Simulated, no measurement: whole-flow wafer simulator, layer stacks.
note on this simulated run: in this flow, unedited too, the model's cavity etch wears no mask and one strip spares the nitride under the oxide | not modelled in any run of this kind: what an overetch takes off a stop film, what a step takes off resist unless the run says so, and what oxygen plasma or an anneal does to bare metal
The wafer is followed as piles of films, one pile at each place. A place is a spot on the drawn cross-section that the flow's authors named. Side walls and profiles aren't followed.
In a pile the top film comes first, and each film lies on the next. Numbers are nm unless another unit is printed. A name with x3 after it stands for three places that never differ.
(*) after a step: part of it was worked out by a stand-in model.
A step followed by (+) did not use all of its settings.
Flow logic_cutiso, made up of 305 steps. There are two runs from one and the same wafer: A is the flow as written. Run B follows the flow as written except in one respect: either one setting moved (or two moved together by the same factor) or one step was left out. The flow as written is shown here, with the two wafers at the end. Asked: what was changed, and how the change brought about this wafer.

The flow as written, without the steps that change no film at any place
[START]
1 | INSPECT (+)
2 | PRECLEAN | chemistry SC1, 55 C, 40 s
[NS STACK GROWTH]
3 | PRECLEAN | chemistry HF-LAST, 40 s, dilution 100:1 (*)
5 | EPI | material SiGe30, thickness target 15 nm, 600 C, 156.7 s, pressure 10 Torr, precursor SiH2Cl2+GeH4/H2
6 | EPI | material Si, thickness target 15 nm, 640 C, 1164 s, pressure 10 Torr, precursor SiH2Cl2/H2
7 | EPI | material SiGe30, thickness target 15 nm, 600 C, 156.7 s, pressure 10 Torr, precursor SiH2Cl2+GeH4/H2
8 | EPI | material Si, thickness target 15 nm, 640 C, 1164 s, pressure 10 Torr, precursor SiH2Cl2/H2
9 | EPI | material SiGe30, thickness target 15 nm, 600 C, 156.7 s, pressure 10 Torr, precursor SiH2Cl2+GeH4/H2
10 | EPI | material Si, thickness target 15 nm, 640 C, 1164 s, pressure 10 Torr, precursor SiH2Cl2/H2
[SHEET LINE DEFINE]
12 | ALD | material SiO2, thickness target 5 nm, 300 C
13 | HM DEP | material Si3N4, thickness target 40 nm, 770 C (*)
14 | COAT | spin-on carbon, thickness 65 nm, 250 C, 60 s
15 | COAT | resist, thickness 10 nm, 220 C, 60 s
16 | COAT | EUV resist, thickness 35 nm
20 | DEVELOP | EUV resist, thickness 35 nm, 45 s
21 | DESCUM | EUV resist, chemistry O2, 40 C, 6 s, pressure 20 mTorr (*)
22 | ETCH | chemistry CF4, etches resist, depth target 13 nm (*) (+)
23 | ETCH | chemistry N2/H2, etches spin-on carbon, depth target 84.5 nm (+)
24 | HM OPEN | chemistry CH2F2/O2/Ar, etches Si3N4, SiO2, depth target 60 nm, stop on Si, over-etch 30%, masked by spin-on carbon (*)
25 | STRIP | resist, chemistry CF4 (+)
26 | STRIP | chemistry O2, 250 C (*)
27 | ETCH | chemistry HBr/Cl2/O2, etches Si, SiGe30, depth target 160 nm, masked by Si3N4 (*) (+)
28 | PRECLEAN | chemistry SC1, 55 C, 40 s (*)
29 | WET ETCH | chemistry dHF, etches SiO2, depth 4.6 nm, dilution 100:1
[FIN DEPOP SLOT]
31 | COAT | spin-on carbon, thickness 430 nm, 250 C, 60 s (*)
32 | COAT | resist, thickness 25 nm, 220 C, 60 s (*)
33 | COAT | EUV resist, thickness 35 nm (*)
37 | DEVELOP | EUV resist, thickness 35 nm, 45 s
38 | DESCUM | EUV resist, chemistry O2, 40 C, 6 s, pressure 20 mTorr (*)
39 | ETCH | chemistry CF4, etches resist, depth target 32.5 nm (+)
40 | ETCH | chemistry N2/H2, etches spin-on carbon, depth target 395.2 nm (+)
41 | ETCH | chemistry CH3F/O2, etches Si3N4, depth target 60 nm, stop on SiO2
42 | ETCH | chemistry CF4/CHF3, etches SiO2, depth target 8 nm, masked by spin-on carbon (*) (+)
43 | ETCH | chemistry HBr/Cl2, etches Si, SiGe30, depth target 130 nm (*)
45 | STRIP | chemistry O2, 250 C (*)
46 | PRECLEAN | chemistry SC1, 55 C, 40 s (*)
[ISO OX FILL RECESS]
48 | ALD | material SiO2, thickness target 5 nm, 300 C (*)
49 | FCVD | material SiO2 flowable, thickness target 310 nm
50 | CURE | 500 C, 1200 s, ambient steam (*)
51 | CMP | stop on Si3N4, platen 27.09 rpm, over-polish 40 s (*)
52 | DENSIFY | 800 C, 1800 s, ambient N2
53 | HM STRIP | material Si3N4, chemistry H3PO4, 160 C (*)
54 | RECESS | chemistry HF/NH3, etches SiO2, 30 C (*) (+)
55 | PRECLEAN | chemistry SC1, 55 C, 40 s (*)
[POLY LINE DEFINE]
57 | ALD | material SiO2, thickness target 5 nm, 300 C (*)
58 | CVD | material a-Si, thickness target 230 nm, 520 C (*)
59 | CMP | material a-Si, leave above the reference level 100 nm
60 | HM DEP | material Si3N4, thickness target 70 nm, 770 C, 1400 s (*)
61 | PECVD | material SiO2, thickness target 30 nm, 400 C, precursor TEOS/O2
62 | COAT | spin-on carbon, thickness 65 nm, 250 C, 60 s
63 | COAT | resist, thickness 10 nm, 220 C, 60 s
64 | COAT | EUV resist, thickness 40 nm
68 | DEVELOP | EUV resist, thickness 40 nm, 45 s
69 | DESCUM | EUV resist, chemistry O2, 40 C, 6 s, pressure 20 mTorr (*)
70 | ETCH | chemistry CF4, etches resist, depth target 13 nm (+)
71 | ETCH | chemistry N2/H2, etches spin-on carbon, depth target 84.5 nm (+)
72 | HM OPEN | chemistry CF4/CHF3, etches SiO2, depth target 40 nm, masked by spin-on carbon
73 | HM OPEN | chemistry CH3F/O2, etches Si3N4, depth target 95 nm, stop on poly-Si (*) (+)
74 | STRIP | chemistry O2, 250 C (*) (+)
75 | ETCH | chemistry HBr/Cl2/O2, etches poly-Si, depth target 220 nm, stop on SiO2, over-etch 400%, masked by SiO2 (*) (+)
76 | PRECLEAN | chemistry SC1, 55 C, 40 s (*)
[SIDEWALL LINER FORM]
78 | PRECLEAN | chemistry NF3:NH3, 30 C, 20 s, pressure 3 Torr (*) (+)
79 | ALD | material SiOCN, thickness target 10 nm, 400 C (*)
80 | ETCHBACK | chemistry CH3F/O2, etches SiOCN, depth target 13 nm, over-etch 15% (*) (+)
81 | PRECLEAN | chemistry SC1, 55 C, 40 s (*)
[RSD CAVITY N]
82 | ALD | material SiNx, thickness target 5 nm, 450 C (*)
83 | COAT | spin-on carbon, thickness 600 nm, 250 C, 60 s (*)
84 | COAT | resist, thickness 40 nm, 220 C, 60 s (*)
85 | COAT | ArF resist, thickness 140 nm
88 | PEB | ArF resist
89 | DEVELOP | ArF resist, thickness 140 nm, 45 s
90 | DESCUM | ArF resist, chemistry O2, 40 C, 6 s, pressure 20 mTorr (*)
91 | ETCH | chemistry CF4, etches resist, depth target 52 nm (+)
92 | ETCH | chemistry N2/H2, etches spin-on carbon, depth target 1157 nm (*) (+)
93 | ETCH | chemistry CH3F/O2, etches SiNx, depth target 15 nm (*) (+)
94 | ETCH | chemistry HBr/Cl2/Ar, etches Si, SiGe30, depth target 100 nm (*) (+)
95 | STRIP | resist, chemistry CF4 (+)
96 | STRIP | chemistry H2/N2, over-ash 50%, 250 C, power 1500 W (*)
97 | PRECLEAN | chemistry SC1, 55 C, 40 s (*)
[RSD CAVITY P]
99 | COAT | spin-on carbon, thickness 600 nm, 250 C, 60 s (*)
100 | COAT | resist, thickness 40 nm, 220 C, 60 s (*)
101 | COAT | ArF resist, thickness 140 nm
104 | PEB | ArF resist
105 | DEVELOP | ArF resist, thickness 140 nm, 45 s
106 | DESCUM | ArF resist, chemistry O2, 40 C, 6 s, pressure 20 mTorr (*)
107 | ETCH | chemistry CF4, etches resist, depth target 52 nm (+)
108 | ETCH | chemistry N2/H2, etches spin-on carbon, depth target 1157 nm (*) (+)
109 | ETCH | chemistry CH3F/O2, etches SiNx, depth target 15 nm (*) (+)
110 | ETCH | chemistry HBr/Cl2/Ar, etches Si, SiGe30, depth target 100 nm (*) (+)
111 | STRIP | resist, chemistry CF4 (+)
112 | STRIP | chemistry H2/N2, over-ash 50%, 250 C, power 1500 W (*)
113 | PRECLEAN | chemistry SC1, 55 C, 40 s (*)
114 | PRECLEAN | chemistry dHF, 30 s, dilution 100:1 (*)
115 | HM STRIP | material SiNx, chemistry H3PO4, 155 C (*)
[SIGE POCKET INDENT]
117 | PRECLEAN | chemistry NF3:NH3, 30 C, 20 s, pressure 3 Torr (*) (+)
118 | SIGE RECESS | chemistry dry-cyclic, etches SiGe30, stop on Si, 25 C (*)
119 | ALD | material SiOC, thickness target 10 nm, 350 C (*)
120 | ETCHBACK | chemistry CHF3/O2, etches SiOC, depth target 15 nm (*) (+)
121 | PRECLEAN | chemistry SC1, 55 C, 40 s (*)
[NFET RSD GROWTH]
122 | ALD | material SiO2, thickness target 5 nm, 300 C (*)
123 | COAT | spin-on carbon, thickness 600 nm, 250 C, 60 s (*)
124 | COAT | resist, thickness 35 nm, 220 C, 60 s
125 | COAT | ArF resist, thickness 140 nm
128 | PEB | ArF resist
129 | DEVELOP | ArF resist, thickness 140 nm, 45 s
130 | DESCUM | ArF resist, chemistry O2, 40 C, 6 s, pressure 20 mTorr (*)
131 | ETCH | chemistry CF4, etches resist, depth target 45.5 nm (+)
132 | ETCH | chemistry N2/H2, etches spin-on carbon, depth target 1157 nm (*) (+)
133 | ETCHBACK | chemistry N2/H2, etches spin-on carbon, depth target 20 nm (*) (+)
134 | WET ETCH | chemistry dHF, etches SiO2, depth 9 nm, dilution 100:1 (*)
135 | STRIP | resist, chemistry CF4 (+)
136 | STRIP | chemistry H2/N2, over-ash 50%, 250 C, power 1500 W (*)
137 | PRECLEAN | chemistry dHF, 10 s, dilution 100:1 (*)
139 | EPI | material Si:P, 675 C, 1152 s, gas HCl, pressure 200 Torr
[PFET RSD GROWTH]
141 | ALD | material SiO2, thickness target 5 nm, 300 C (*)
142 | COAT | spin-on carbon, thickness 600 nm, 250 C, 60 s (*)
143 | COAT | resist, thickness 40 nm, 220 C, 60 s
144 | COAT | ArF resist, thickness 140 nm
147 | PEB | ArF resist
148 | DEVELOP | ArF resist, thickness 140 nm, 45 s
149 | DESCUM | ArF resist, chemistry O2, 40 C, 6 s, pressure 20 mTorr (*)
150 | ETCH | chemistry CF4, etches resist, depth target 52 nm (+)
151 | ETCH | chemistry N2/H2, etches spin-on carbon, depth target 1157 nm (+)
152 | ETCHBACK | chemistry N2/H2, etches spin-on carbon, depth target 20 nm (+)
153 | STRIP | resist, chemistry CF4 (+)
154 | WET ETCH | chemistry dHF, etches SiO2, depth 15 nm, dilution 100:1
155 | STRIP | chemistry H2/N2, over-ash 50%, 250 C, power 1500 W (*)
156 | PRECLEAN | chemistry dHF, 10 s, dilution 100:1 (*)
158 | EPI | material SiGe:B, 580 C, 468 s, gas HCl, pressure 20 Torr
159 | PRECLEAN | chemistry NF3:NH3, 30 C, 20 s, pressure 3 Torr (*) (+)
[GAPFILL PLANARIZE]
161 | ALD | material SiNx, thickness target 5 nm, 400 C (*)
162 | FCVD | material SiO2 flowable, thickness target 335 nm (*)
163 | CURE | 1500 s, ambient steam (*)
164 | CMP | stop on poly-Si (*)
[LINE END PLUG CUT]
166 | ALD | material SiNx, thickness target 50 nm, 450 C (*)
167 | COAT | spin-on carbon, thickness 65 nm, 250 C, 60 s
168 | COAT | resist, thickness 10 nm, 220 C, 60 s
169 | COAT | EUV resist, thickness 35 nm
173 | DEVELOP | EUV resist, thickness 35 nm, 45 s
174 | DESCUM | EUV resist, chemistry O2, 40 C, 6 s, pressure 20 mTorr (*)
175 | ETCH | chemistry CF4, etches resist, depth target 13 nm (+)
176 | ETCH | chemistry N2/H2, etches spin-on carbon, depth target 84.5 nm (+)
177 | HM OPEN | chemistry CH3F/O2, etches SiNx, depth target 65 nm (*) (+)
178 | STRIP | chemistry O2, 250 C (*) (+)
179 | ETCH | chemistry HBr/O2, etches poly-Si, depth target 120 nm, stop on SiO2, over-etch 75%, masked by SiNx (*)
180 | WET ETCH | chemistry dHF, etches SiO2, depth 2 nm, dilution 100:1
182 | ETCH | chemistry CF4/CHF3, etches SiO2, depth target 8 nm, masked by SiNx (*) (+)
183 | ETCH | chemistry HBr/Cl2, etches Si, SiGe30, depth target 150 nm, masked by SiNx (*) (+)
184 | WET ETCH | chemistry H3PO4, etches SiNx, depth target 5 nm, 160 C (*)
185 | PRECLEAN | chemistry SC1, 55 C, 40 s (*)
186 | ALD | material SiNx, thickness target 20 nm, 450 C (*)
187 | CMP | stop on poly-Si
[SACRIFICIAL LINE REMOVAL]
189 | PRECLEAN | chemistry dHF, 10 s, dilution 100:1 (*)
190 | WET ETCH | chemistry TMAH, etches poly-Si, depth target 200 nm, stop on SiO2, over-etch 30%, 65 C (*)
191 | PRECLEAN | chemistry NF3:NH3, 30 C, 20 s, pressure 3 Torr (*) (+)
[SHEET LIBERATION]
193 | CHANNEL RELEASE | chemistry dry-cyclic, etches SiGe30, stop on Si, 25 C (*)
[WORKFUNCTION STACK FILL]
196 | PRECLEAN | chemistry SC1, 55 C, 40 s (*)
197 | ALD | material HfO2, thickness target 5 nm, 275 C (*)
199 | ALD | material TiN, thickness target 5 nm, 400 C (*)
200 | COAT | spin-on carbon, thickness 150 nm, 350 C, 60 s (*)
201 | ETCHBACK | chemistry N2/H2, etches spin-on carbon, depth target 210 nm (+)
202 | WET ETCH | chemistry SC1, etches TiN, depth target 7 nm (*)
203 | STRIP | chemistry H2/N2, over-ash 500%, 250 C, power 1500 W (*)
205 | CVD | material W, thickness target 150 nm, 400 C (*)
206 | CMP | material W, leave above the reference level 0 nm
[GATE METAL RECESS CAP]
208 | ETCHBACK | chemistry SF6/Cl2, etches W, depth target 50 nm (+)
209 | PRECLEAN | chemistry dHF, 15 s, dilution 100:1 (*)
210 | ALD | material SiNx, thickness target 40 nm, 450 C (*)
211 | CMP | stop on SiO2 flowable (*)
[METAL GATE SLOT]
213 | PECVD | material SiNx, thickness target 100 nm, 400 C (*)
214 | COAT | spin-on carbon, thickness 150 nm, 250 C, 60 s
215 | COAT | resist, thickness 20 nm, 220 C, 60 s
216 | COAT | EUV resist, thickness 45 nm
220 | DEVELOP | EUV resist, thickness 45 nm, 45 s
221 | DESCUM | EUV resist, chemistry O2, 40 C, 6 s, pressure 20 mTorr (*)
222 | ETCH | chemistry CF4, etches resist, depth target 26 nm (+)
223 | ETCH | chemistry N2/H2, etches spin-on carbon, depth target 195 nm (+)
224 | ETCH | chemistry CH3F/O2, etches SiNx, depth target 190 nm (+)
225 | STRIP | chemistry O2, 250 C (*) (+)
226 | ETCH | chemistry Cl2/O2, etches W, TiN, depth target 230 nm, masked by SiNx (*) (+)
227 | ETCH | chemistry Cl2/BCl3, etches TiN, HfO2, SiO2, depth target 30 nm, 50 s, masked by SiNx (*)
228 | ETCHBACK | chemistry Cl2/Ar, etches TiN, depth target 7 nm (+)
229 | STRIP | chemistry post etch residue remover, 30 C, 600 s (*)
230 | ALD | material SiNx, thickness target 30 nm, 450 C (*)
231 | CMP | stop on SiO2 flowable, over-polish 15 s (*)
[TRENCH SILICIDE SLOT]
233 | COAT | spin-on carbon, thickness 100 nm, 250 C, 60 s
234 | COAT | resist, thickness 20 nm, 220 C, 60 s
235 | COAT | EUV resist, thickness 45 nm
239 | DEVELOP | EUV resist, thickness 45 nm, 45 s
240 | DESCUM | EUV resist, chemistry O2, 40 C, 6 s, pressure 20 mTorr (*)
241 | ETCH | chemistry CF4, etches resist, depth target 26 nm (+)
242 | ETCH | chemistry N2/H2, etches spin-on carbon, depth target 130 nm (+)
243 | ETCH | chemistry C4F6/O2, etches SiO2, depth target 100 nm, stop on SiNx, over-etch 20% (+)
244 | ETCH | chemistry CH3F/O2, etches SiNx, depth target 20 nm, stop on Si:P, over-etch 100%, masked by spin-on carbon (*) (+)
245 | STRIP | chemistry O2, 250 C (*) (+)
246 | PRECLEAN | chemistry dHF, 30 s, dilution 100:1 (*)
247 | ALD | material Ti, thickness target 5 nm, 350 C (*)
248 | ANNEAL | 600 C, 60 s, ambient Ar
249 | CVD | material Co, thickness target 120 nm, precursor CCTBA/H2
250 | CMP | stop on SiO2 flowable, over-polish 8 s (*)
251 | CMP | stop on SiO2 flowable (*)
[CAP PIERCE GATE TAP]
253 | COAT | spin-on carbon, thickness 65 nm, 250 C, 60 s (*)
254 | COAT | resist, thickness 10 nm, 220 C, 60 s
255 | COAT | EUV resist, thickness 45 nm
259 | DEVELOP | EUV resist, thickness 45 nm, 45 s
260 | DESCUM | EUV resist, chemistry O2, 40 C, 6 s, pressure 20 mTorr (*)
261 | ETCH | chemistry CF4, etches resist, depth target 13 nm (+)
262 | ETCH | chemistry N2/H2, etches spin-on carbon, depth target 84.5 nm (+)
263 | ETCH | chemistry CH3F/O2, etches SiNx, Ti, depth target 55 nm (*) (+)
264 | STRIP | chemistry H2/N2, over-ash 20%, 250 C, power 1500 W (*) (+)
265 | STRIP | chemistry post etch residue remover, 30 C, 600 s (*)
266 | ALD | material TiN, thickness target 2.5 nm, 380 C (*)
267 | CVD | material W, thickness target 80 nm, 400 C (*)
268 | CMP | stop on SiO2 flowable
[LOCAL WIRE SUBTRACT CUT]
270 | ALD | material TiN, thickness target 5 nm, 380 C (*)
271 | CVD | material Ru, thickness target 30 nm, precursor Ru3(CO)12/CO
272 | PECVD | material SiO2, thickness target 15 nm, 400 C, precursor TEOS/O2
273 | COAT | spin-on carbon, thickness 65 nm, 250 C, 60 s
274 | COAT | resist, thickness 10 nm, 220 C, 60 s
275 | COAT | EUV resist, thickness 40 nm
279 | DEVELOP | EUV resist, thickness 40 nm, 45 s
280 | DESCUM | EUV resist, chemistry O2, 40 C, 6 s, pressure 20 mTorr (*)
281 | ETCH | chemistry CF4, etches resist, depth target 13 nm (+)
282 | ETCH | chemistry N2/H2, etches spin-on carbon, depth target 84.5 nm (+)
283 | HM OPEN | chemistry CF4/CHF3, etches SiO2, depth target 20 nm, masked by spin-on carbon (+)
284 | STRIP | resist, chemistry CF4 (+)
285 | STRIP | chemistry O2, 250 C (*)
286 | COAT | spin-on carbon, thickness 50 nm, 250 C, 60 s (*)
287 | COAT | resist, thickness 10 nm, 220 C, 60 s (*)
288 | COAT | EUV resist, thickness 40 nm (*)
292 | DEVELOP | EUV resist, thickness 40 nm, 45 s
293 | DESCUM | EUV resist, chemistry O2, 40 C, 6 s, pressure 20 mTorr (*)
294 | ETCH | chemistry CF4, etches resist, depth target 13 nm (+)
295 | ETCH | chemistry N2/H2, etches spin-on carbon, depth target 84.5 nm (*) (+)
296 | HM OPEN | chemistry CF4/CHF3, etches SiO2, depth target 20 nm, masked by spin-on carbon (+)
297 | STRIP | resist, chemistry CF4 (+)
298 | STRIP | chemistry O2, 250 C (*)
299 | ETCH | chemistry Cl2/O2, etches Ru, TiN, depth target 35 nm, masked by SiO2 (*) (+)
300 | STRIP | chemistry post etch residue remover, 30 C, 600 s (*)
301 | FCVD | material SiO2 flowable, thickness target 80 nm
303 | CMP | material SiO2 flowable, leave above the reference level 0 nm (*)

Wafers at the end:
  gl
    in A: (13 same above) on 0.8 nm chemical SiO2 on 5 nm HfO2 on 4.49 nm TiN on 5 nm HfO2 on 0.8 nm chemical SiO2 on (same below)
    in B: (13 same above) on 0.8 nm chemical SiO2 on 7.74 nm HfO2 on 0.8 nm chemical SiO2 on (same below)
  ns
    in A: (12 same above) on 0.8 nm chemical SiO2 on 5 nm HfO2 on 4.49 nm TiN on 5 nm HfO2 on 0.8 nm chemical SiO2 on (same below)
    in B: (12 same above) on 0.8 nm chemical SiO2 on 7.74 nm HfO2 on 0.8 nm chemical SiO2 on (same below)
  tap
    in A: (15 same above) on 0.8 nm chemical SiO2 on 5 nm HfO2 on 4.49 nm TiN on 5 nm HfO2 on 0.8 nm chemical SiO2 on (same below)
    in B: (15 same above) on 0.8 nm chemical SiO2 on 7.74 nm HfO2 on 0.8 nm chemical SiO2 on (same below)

What caused this: step 7, EPI: 86.2 s was run, while the flow as written has 156.7 s.

Step by step, how the change led to this:
  7 | EPI | material SiGe30, thickness target 15 nm, 600 C, 156.7 s, pressure 10 Torr, precursor SiH2Cl2+GeH4/H2
      depop, dpovl, gfld and 19 more: A SiGe30 gains 15 (new film) | B SiGe30 gains 8.25 (new film)
  27 | ETCH | chemistry HBr/Cl2/O2, etches Si, SiGe30, depth target 160 nm, masked by Si3N4 (*) (+)
      gfld, gxf, iso, lnri: A chemical SiO2 loses 0.79 (all of it), Si loses 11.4 (all of it), SiGe30 loses 15 (all of it), Si loses 15 (all of it), SiGe30 loses 15 (all of it), Si loses 15 (all of it), SiGe30 loses 15 (all of it), Si loses 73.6 | B chemical SiO2 loses 0.79 (all of it), Si loses 11.4 (all of it), SiGe30 loses 15 (all of it), Si loses 15 (all of it), SiGe30 loses 8.25 (all of it), Si loses 15 (all of it), SiGe30 loses 15 (all of it), Si loses 80.4
      dpovl, nsgap: A chemical SiO2 loses 0.79 (all of it), Si loses 11.8 (all of it), SiGe30 loses 15 (all of it), Si loses 15 (all of it), SiGe30 loses 15 (all of it), Si loses 15 (all of it), SiGe30 loses 15 (all of it), Si loses 73.2 | B chemical SiO2 loses 0.79 (all of it), Si loses 11.8 (all of it), SiGe30 loses 15 (all of it), Si loses 15 (all of it), SiGe30 loses 8.25 (all of it), Si loses 15 (all of it), SiGe30 loses 15 (all of it), Si loses 80
      (also at 1 further place)
  43 | ETCH | chemistry HBr/Cl2, etches Si, SiGe30, depth target 130 nm (*)
      depop: A Si loses 14 (all of it), SiGe30 loses 15 (all of it), Si loses 15 (all of it), SiGe30 loses 15 (all of it), Si loses 15 (all of it), SiGe30 loses 15 (all of it), Si loses 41 | B Si loses 14 (all of it), SiGe30 loses 15 (all of it), Si loses 15 (all of it), SiGe30 loses 8.25 (all of it), Si loses 15 (all of it), SiGe30 loses 15 (all of it), Si loses 47.7
  94 | ETCH | chemistry HBr/Cl2/Ar, etches Si, SiGe30, depth target 100 nm (*) (+)
      rsdn, rsdx: A chemical SiO2 loses 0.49 (all of it), Si loses 12.8 (all of it), SiGe30 loses 15 (all of it), Si loses 15 (all of it), SiGe30 loses 15 (all of it), Si loses 15 (all of it), SiGe30 loses 15 (all of it), Si loses 12.2 | B chemical SiO2 loses 0.49 (all of it), Si loses 12.8 (all of it), SiGe30 loses 15 (all of it), Si loses 15 (all of it), SiGe30 loses 8.25 (all of it), Si loses 15 (all of it), SiGe30 loses 15 (all of it), Si loses 18.9
  110 | ETCH | chemistry HBr/Cl2/Ar, etches Si, SiGe30, depth target 100 nm (*) (+)
      rsdp, rsdw: A chemical SiO2 loses 0.49 (all of it), Si loses 12.8 (all of it), SiGe30 loses 15 (all of it), Si loses 15 (all of it), SiGe30 loses 15 (all of it), Si loses 15 (all of it), SiGe30 loses 15 (all of it), Si loses 12.2 | B chemical SiO2 loses 0.49 (all of it), Si loses 12.8 (all of it), SiGe30 loses 15 (all of it), Si loses 15 (all of it), SiGe30 loses 8.25 (all of it), Si loses 15 (all of it), SiGe30 loses 15 (all of it), Si loses 18.9
  118 | SIGE RECESS | chemistry dry-cyclic, etches SiGe30, stop on Si, 25 C (*)
      lnr, lnrp, lnrt: A SiOCN loses 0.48, Si loses 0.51, cavity gains 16 (new film), SiGe30 loses 15 (all of it), Si loses 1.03, cavity gains 16 (new film), SiGe30 loses 15 (all of it), Si loses 1.03, cavity gains 16 (new film), SiGe30 loses 15 (all of it), Si loses 0.51 | B SiOCN loses 0.48, Si loses 0.51, cavity gains 16 (new film), SiGe30 loses 15 (all of it), Si loses 1.03, cavity gains 9.28 (new film), SiGe30 loses 8.25 (all of it), Si loses 1.03, cavity gains 16 (new film), SiGe30 loses 15 (all of it), Si loses 0.51
  119 | ALD | material SiOC, thickness target 10 nm, 350 C (*)
      lnr, lnrp, lnrt: A SiOC gains 10 (new film), SiOC gains 16 (new film), cavity loses 16 (all of it), SiOC gains 16 (new film), cavity loses 16 (all of it), SiOC gains 16 (new film), cavity loses 16 (all of it) | B SiOC gains 10 (new film), SiOC gains 16 (new film), cavity loses 16 (all of it), SiOC gains 9.28 (new film), cavity loses 9.28 (all of it), SiOC gains 16 (new film), cavity loses 16 (all of it)
  183 | ETCH | chemistry HBr/Cl2, etches Si, SiGe30, depth target 150 nm, masked by SiNx (*) (+)
      plug: A Si loses 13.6 (all of it), SiGe30 loses 15 (all of it), Si loses 15 (all of it), SiGe30 loses 15 (all of it), Si loses 15 (all of it), SiGe30 loses 15 (all of it), Si loses 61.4 | B Si loses 13.6 (all of it), SiGe30 loses 15 (all of it), Si loses 15 (all of it), SiGe30 loses 8.25 (all of it), Si loses 15 (all of it), SiGe30 loses 15 (all of it), Si loses 68.2
  193 | CHANNEL RELEASE | chemistry dry-cyclic, etches SiGe30, stop on Si, 25 C (*)
      gl, glp, gxn, gxp, ns, tap: A chemical SiO2 gains 0.8 (new film), Si loses 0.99, chemical SiO2 gains 0.8 (new film), cavity gains 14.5 (new film), chemical SiO2 gains 0.8 (new film), SiGe30 loses 15 (all of it), Si loses 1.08, chemical SiO2 gains 0.8 (new film), cavity gains 14.5 (new film), chemical SiO2 gains 0.8 (new film), SiGe30 loses 15 (all of it), Si loses 1.08, chemical SiO2 gains 0.8 (new film), cavity gains 14.5 (new film), chemical SiO2 gains 0.8 (new film), SiGe30 loses 15 (all of it), Si loses 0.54 | B chemical SiO2 gains 0.8 (new film), Si loses 0.99, chemical SiO2 gains 0.8 (new film), cavity gains 14.5 (new film), chemical SiO2 gains 0.8 (new film), SiGe30 loses 15 (all of it), Si loses 1.08, chemical SiO2 gains 0.8 (new film), cavity gains 7.74 (new film), chemical SiO2 gains 0.8 (new film), SiGe30 loses 8.25 (all of it), Si loses 1.08, chemical SiO2 gains 0.8 (new film), cavity gains 14.5 (new film), chemical SiO2 gains 0.8 (new film), SiGe30 loses 15 (all of it), Si loses 0.54
  197 | ALD | material HfO2, thickness target 5 nm, 275 C (*)
      gl, glp, gxn, gxp, ns, tap: A HfO2 gains 5 (new film), HfO2 gains 5 (new film), cavity loses 10, HfO2 gains 5 (new film), HfO2 gains 5 (new film), cavity loses 10, HfO2 gains 5 (new film), HfO2 gains 5 (new film), cavity loses 10, HfO2 gains 5 (new film) | B HfO2 gains 5 (new film), HfO2 gains 5 (new film), cavity loses 10, HfO2 gains 5 (new film), HfO2 gains 7.74 (new film), cavity loses 7.74 (all of it), HfO2 gains 5 (new film), cavity loses 10, HfO2 gains 5 (new film)
  199 | ALD | material TiN, thickness target 5 nm, 400 C (*)
      gl, glp, tap: A TiN gains 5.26 (new film), TiN gains 4.49 (new film), cavity loses 4.49 (all of it), TiN gains 4.49 (new film), cavity loses 4.49 (all of it), TiN gains 4.49 (new film), cavity loses 4.49 (all of it) | B TiN gains 5.26 (new film), TiN gains 4.49 (new film), cavity loses 4.49 (all of it), TiN gains 4.49 (new film), cavity loses 4.49 (all of it)
      gxn, gxp, ns: A TiN gains 5 (new film), TiN gains 4.49 (new film), cavity loses 4.49 (all of it), TiN gains 4.49 (new film), cavity loses 4.49 (all of it), TiN gains 4.49 (new film), cavity loses 4.49 (all of it) | B TiN gains 5 (new film), TiN gains 4.49 (new film), cavity loses 4.49 (all of it), TiN gains 4.49 (new film), cavity loses 4.49 (all of it)
With metal films that touch counted as one body, gl has 3 bodies (between them, from the top down: HfO2 5 / chemical SiO2 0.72 / Si 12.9 / chemical SiO2 0.8 / HfO2 5; HfO2 5 / chemical SiO2 0.8 / Si 13.9 / chemical SiO2 0.8 / HfO2 7.74 / chemical SiO2 0.8 / Si 13.9 / chemical SiO2 0.8 / HfO2 5); the flow as written gives 4 bodies (between them, from the top down: HfO2 5 / chemical SiO2 0.72 / Si 12.9 / chemical SiO2 0.8 / HfO2 5; HfO2 5 / chemical SiO2 0.8 / Si 13.9 / chemical SiO2 0.8 / HfO2 5; HfO2 5 / chemical SiO2 0.8 / Si 13.9 / chemical SiO2 0.8 / HfO2 5).
With metal films that touch counted as one body, ns has 3 bodies (between them, from the top down: HfO2 5 / chemical SiO2 0.72 / Si 12.9 / chemical SiO2 0.8 / HfO2 5; HfO2 5 / chemical SiO2 0.8 / Si 13.9 / chemical SiO2 0.8 / HfO2 7.74 / chemical SiO2 0.8 / Si 13.9 / chemical SiO2 0.8 / HfO2 5); the flow as written gives 4 bodies (between them, from the top down: HfO2 5 / chemical SiO2 0.72 / Si 12.9 / chemical SiO2 0.8 / HfO2 5; HfO2 5 / chemical SiO2 0.8 / Si 13.9 / chemical SiO2 0.8 / HfO2 5; HfO2 5 / chemical SiO2 0.8 / Si 13.9 / chemical SiO2 0.8 / HfO2 5).
With metal films that touch counted as one body, tap has 3 bodies (between them, from the top down: HfO2 5 / chemical SiO2 0.72 / Si 12.9 / chemical SiO2 0.8 / HfO2 5; HfO2 5 / chemical SiO2 0.8 / Si 13.9 / chemical SiO2 0.8 / HfO2 7.74 / chemical SiO2 0.8 / Si 13.9 / chemical SiO2 0.8 / HfO2 5); the flow as written gives 4 bodies (between them, from the top down: HfO2 5 / chemical SiO2 0.72 / Si 12.9 / chemical SiO2 0.8 / HfO2 5; HfO2 5 / chemical SiO2 0.8 / Si 13.9 / chemical SiO2 0.8 / HfO2 5; HfO2 5 / chemical SiO2 0.8 / Si 13.9 / chemical SiO2 0.8 / HfO2 5).
